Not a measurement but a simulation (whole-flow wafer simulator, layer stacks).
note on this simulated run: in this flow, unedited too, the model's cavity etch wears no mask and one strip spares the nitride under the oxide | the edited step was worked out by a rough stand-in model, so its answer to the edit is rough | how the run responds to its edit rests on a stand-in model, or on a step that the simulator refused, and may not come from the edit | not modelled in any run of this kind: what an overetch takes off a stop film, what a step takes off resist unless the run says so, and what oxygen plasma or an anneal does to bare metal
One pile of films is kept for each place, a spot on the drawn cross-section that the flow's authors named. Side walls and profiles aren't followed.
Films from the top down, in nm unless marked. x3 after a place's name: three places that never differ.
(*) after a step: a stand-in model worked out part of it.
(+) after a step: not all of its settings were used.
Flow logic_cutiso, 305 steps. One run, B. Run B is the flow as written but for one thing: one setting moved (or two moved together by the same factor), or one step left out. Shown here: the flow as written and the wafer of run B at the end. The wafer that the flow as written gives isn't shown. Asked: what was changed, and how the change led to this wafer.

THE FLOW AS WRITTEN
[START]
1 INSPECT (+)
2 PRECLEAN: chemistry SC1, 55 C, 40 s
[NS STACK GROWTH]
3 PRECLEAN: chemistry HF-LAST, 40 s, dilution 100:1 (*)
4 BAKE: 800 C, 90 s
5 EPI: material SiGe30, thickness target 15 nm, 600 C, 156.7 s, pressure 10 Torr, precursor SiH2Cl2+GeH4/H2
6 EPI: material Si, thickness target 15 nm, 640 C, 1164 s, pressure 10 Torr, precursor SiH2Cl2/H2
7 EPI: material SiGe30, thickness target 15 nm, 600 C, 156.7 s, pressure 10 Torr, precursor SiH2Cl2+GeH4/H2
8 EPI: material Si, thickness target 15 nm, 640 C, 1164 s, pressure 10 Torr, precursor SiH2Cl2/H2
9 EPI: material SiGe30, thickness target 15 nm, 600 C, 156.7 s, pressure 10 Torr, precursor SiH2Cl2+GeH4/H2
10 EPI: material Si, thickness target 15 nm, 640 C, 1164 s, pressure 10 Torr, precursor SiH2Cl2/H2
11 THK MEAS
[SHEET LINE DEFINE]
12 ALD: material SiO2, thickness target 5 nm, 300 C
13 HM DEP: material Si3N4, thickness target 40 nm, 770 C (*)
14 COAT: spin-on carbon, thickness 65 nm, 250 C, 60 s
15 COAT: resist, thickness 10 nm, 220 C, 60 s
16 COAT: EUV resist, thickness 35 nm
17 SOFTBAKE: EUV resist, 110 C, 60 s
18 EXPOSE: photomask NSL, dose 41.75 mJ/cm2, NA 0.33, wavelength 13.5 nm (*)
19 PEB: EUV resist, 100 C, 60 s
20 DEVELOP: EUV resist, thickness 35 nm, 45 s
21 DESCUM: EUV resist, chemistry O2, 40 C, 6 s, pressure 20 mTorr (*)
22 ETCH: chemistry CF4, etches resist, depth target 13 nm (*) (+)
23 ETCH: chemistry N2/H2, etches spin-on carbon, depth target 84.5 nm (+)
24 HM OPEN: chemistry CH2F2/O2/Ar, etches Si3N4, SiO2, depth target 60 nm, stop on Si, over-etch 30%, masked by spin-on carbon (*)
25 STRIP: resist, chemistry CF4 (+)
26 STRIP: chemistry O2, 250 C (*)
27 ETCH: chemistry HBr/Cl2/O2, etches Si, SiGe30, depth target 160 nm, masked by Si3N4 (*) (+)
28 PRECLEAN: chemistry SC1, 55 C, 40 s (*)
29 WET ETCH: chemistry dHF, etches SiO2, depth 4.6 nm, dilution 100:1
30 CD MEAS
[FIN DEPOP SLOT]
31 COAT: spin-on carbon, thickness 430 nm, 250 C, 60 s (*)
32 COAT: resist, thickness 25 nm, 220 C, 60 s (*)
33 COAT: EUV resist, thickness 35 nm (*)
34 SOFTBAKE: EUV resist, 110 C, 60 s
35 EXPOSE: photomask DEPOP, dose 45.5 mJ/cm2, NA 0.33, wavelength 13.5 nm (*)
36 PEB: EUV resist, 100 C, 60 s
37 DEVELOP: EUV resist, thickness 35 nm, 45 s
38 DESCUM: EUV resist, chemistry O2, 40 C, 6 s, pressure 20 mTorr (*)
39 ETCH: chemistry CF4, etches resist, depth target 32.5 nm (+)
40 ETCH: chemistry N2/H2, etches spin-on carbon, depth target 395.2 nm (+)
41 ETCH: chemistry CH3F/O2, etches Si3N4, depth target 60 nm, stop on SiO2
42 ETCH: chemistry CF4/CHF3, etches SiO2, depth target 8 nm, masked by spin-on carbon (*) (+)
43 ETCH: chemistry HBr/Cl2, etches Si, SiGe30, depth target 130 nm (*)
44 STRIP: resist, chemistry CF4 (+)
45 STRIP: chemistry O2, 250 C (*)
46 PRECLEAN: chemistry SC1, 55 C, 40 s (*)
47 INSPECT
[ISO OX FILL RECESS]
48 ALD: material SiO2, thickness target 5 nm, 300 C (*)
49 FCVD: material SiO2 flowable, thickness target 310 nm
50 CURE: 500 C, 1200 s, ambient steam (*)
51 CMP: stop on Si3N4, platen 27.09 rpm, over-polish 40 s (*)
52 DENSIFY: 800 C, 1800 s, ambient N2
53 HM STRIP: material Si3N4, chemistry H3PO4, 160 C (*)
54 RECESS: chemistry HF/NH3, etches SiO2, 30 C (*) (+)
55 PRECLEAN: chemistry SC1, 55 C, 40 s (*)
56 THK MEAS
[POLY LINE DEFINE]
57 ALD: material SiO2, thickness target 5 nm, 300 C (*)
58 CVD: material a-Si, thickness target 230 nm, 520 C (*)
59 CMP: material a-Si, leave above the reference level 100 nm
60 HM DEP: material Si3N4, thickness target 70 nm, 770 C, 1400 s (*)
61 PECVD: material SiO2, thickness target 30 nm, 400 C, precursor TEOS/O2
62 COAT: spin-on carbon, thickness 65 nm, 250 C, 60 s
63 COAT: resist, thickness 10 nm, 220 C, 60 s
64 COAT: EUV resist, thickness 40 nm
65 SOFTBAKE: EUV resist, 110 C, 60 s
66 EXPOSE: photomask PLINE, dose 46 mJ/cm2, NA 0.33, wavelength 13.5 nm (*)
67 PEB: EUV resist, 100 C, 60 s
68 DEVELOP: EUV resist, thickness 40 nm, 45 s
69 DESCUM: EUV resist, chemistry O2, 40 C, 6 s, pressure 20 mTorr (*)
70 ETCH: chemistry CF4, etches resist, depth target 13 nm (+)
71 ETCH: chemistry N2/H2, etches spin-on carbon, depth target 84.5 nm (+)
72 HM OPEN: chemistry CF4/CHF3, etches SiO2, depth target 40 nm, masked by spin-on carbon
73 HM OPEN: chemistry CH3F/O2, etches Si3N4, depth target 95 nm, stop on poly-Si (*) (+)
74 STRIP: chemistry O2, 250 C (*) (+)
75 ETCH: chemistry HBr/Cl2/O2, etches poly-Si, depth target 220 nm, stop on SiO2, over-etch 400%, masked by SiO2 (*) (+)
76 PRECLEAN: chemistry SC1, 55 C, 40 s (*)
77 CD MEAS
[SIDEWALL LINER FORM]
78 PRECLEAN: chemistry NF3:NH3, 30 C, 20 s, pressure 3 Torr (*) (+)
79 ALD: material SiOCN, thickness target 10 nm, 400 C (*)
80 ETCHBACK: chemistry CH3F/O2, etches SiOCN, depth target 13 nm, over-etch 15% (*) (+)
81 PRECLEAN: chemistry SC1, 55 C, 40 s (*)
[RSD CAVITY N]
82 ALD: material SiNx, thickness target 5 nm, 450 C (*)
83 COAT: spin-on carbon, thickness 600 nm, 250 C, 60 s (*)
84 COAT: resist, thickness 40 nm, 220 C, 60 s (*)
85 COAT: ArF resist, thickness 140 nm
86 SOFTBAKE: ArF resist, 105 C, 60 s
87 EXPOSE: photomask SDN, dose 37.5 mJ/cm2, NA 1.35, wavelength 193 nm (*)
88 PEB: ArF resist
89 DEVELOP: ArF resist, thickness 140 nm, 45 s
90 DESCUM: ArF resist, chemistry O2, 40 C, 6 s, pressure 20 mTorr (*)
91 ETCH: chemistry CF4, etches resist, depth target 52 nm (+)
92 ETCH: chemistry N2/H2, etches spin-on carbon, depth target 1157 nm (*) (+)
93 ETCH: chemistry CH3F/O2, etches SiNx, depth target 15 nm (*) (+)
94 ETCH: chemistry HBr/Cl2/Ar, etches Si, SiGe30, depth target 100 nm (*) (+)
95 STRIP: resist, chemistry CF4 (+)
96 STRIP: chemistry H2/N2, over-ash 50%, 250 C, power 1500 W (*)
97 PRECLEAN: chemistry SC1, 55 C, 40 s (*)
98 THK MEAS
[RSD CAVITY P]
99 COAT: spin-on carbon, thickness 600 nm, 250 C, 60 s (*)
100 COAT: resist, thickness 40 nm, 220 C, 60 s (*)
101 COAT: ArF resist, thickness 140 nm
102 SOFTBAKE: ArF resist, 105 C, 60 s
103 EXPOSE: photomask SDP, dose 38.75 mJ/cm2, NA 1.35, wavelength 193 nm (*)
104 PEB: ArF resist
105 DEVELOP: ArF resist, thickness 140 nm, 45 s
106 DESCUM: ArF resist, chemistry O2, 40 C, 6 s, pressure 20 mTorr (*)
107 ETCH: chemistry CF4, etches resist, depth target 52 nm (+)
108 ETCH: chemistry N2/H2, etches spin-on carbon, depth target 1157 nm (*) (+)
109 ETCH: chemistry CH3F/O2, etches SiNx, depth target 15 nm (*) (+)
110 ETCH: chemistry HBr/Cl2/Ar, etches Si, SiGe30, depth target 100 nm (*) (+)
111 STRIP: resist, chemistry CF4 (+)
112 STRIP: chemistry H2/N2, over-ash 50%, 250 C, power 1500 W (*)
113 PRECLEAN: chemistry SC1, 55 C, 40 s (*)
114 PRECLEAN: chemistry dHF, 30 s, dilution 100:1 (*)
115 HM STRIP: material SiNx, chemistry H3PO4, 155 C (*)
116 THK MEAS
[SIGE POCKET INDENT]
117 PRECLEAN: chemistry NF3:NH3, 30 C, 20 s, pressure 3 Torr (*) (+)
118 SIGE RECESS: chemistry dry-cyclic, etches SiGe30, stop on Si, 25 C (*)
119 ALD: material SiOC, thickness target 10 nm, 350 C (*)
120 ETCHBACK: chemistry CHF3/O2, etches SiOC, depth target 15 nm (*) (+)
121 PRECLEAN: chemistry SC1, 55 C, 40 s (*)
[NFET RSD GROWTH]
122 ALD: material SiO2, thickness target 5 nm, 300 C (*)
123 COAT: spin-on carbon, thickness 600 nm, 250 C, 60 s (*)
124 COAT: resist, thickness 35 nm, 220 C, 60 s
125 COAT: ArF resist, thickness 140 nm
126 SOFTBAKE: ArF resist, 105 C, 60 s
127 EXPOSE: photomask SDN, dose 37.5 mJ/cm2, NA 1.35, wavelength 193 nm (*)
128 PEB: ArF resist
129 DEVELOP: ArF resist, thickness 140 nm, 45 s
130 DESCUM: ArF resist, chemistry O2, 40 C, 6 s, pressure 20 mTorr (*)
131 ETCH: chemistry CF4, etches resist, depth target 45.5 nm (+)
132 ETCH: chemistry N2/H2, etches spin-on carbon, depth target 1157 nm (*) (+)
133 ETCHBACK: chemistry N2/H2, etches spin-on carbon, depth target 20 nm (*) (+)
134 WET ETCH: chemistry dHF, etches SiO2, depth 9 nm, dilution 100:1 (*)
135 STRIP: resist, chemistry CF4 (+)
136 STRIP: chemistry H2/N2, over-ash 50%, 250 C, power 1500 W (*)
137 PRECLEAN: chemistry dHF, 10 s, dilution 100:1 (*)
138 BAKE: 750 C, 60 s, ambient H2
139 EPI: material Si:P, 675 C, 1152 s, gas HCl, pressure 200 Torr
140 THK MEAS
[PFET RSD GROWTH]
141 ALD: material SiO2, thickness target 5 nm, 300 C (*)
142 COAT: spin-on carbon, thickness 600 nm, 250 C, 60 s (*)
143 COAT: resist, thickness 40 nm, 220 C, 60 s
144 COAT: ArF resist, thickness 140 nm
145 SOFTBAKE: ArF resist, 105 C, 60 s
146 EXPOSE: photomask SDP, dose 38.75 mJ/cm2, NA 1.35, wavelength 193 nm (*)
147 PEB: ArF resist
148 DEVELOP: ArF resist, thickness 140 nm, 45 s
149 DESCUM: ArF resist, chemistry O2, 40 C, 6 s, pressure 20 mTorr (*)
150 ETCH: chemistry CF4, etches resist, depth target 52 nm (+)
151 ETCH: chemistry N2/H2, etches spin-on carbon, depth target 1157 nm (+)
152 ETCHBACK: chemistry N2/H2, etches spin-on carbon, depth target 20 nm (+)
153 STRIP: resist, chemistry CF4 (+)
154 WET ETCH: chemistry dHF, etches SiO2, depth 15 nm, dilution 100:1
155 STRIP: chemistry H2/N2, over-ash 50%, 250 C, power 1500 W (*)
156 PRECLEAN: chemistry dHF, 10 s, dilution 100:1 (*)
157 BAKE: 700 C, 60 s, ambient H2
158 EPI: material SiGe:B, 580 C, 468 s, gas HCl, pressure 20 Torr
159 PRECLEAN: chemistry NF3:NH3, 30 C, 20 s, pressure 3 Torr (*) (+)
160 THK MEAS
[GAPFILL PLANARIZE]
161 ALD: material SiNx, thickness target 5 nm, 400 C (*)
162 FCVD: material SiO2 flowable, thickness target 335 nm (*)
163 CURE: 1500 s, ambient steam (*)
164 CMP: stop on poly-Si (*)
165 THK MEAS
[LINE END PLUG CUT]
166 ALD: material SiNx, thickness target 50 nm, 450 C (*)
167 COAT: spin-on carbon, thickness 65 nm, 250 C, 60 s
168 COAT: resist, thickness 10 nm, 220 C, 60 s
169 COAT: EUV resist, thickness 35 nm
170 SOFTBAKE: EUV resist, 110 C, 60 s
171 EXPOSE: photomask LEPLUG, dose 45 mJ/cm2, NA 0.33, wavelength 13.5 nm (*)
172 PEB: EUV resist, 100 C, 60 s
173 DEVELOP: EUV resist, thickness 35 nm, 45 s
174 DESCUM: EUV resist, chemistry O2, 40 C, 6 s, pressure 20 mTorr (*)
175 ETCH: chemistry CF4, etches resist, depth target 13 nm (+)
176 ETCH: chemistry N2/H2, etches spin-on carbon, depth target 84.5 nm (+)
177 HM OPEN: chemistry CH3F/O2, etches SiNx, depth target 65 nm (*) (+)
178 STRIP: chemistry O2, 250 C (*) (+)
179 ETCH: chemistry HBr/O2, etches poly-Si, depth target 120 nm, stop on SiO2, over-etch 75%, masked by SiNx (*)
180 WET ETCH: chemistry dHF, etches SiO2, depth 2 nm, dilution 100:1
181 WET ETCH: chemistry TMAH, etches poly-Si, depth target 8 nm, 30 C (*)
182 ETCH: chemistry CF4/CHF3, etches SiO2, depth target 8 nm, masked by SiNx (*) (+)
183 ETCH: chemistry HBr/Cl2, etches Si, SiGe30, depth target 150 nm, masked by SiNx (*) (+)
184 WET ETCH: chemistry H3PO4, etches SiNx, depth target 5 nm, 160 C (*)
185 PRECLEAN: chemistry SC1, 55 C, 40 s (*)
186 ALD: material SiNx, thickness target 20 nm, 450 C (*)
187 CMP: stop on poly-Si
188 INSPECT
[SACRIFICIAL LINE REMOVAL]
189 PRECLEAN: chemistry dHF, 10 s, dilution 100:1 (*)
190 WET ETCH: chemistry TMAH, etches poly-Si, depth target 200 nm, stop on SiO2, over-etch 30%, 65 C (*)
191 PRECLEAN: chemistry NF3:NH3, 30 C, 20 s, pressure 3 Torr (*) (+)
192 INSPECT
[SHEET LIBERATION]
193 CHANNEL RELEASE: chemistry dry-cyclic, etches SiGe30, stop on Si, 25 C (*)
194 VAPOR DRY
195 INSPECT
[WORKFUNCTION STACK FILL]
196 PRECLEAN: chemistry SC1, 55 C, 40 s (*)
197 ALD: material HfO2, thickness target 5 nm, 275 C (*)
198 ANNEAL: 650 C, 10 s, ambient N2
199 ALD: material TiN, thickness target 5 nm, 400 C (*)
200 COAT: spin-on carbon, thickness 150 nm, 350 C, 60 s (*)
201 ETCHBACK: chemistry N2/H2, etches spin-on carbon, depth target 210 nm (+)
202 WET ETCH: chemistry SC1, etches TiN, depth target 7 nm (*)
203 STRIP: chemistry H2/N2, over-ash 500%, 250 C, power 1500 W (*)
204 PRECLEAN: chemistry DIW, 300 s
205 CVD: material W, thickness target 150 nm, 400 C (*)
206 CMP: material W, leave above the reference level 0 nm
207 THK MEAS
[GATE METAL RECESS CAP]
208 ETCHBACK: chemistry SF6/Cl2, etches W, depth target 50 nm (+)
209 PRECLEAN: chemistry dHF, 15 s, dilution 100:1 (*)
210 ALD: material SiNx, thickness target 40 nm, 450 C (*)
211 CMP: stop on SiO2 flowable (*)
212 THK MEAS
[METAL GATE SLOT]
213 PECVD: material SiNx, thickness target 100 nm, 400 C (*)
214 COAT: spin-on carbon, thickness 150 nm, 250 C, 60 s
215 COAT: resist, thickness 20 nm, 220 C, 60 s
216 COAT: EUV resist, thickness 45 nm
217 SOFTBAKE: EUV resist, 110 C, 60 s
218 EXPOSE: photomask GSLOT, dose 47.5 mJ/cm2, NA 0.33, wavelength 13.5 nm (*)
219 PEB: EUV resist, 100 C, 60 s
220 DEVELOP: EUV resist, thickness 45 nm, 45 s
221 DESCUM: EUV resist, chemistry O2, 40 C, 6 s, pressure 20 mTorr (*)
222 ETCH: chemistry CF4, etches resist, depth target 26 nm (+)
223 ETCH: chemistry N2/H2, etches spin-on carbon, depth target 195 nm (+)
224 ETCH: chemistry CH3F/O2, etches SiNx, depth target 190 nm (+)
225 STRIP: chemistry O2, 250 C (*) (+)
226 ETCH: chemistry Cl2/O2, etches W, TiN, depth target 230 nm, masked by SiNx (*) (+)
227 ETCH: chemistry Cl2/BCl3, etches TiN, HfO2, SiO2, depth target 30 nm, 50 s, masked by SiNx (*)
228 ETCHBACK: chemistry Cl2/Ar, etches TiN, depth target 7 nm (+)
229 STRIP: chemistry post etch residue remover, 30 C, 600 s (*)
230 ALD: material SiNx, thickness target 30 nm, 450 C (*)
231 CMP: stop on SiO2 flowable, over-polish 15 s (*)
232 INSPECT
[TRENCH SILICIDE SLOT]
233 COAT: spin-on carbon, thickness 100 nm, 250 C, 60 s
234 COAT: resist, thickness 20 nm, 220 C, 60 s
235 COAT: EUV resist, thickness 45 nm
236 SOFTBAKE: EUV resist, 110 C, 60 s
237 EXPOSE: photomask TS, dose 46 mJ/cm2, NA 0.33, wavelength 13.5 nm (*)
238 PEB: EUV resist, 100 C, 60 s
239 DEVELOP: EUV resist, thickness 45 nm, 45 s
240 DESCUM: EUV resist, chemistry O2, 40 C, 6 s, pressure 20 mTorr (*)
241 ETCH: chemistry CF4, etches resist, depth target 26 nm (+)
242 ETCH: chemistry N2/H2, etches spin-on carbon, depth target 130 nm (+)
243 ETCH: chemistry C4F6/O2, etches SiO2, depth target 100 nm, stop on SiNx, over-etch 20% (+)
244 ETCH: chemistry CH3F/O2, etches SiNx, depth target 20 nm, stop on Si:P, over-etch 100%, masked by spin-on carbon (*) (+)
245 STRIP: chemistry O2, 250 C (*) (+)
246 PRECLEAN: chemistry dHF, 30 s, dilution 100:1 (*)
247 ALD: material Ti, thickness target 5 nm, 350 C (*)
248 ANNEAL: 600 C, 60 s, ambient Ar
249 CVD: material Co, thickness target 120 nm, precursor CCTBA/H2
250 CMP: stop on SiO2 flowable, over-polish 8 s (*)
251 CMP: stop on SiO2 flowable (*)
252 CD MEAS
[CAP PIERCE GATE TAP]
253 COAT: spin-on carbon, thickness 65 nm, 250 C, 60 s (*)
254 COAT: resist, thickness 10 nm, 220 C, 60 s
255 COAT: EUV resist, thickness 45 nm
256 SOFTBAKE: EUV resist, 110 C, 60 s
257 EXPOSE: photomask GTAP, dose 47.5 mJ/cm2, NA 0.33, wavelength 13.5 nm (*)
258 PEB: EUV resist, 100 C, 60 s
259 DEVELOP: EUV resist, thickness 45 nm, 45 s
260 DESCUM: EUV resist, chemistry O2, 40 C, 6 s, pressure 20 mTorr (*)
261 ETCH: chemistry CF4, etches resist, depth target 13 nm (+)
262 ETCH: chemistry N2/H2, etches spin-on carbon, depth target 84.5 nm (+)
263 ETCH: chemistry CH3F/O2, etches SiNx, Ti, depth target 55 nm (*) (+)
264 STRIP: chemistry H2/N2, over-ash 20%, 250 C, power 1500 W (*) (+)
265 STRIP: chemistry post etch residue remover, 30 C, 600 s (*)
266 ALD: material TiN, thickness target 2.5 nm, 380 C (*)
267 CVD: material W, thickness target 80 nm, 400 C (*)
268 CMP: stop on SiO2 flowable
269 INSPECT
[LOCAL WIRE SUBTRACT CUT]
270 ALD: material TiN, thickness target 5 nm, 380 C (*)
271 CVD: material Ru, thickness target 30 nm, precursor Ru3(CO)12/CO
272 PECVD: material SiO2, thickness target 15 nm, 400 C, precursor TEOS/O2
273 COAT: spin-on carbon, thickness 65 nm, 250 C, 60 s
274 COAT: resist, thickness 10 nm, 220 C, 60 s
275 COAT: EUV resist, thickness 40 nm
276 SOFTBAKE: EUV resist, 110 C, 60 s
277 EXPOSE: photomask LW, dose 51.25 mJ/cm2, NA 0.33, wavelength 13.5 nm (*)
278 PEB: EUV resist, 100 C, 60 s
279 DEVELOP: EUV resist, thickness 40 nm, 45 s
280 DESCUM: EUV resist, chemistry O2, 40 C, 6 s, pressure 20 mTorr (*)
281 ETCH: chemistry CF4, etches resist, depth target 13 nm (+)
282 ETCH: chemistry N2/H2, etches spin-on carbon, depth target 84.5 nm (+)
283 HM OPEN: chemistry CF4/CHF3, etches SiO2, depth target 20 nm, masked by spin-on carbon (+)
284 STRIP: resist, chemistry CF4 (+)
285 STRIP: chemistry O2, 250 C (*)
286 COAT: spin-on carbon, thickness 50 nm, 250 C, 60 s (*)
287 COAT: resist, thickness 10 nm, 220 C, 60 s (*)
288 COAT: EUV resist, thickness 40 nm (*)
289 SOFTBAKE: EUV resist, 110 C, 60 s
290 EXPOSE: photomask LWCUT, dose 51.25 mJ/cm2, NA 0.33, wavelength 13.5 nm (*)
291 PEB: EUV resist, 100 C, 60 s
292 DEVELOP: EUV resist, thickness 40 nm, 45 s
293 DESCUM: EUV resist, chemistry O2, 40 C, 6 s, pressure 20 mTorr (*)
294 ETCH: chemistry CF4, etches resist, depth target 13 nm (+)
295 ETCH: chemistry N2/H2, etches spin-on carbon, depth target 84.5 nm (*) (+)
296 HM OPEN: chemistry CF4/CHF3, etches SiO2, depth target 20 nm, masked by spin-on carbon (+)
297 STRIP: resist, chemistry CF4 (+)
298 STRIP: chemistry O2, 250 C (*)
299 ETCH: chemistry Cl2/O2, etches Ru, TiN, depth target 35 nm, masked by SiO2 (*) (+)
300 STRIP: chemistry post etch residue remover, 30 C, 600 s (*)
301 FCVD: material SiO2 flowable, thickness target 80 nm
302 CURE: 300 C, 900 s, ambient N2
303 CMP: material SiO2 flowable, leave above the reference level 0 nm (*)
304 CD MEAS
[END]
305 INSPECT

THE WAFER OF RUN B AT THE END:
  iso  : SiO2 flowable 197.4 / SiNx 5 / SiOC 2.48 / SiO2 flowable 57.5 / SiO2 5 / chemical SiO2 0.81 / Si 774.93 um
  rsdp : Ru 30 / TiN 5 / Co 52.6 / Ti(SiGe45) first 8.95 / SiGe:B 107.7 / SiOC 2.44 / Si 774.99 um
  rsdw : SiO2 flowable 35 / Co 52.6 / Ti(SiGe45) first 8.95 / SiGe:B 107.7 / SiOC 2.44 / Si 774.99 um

The cause: step 120, ETCHBACK: depth target 7.5 nm was run, where the flow has depth target 15 nm.

How the change led to this, step by step:
  120 ETCHBACK: chemistry CHF3/O2, etches SiOC, depth target 15 nm (*) (+)
      depop, dpovl, gfld, gxf, isow, ns, nsgap, plug: SiOC -7.5 (as written it would be: SiOC -10 (all of it), SiO2 -5)
      lnr, lnri, lnrp, lnrt: SiOC -7.5 (as written it would be: SiOC -10 (all of it), SiOCN -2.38)
      (and at 10 more places)
  122 ALD: material SiO2, thickness target 5 nm, 300 C (*)
      depop, dpovl, gfld, gxf, isow, ns, nsgap, plug: SiO2 +5 (new film) (as written it would be: SiO2 +5)
      gxn: SiO2 +5 (new film) (as written it would be: SiO2 +6.76 (new film))
      (and at 1 more place)
  123 COAT: spin-on carbon, thickness 600 nm, 250 C, 60 s (*)
      gfld, gxf, plug: spin-on carbon +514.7 (new film) (as written it would be: spin-on carbon +501.8 (new film))
      gl, glp, tap: spin-on carbon +520.1 (new film) (as written it would be: spin-on carbon +507 (new film))
      (and at 10 more places)
  132 ETCH: chemistry N2/H2, etches spin-on carbon, depth target 1157 nm (*) (+)
      gl, tap: spin-on carbon -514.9 (all of it), SiO2 -5 (all of it), SiOC -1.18 (as written it would be: spin-on carbon -501.7 (all of it), SiO2 -5 (all of it), Si3N4 -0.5)
      lnr, lnrt: spin-on carbon -512.1 (all of it), SiO2 -5 (all of it), SiOC -1.25 (as written it would be: spin-on carbon -496.5 (all of it), SiO2 -5 (all of it), SiOCN -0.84)
      (and at 18 more places)
  133 ETCHBACK: chemistry N2/H2, etches spin-on carbon, depth target 20 nm (*) (+)
      gl, tap: SiOC -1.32 (all of it) (as written it would be: Si3N4 -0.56)
      lnr, lnrt: SiOC -1.25 (all of it) (as written it would be: SiOCN -0.83)
      (and at 1 more place)
  134 WET ETCH: chemistry dHF, etches SiO2, depth 9 nm, dilution 100:1 (*)
      gl, tap: SiO2 -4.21 (all of it), Si3N4 -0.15 (as written it would be: Si3N4 -0.34)
  135 STRIP: resist, chemistry CF4 (+)
      rsdn, rsdx: SiOC -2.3 (all of it) (as written it would be: nothing)
      gxn: SiOC -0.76 (all of it) (as written it would be: Si3N4 -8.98)
      (and at 19 more places)
  136 STRIP: chemistry H2/N2, over-ash 50%, 250 C, power 1500 W (*)
      gfld, gxf, plug: spin-on carbon -514.7 (all of it) (as written it would be: spin-on carbon -501.8 (all of it))
      rsdp, rsdw: spin-on carbon -801.4 (all of it) (as written it would be: spin-on carbon -783.2 (all of it))
      (and at 4 more places)
  137 PRECLEAN: chemistry dHF, 10 s, dilution 100:1 (*)
      gxn: SiO2 -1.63 (as written it would be: Si3N4 -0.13)
  141 ALD: material SiO2, thickness target 5 nm, 300 C (*)
      gxn: SiO2 +5 (as written it would be: SiO2 +10.1 (new film))
  142 COAT: spin-on carbon, thickness 600 nm, 250 C, 60 s (*)
      gfld, gxf, plug: spin-on carbon +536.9 (new film) (as written it would be: spin-on carbon +525.3 (new film))
      gl, tap: spin-on carbon +564 (new film) (as written it would be: spin-on carbon +547.8 (new film))
      (and at 11 more places)
  151 ETCH: chemistry N2/H2, etches spin-on carbon, depth target 1157 nm (+)
      depop, dpovl, gfld and 14 more: ArF resist -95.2 (all of it), resist -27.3 (as written it would be: ArF resist -95.2 (all of it), resist -26.7)
      rsdp, rsdw: spin-on carbon -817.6 (all of it) (as written it would be: spin-on carbon -800.8 (all of it))
      (and at 3 more places)
  153 STRIP: resist, chemistry CF4 (+)
      depop, dpovl, gfld and 14 more: resist -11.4 (all of it) (as written it would be: resist -12 (all of it))
      gxp: SiO2 -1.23 (all of it) (as written it would be: SiO2 -3.06 (all of it))
  155 STRIP: chemistry H2/N2, over-ash 50%, 250 C, power 1500 W (*)
      gfld, gxf, plug: spin-on carbon -536.9 (all of it) (as written it would be: spin-on carbon -525.3 (all of it))
      gl, tap: spin-on carbon -564 (all of it) (as written it would be: spin-on carbon -547.8 (all of it))
      (and at 6 more places)
  156 PRECLEAN: chemistry dHF, 10 s, dilution 100:1 (*)
      lnrp: SiOC -0.06 (as written it would be: SiOCN -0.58)
  158 EPI: material SiGe:B, 580 C, 468 s, gas HCl, pressure 20 Torr
      rsdp, rsdw: SiGe:B +114.1 (new film) (as written it would be: SiGe:B +116.8 (new film))
  ... 4 more steps ...
  251 CMP: stop on SiO2 flowable (*)
      rsdx: Ti -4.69 (as written it would be: Ti -5 (all of it))
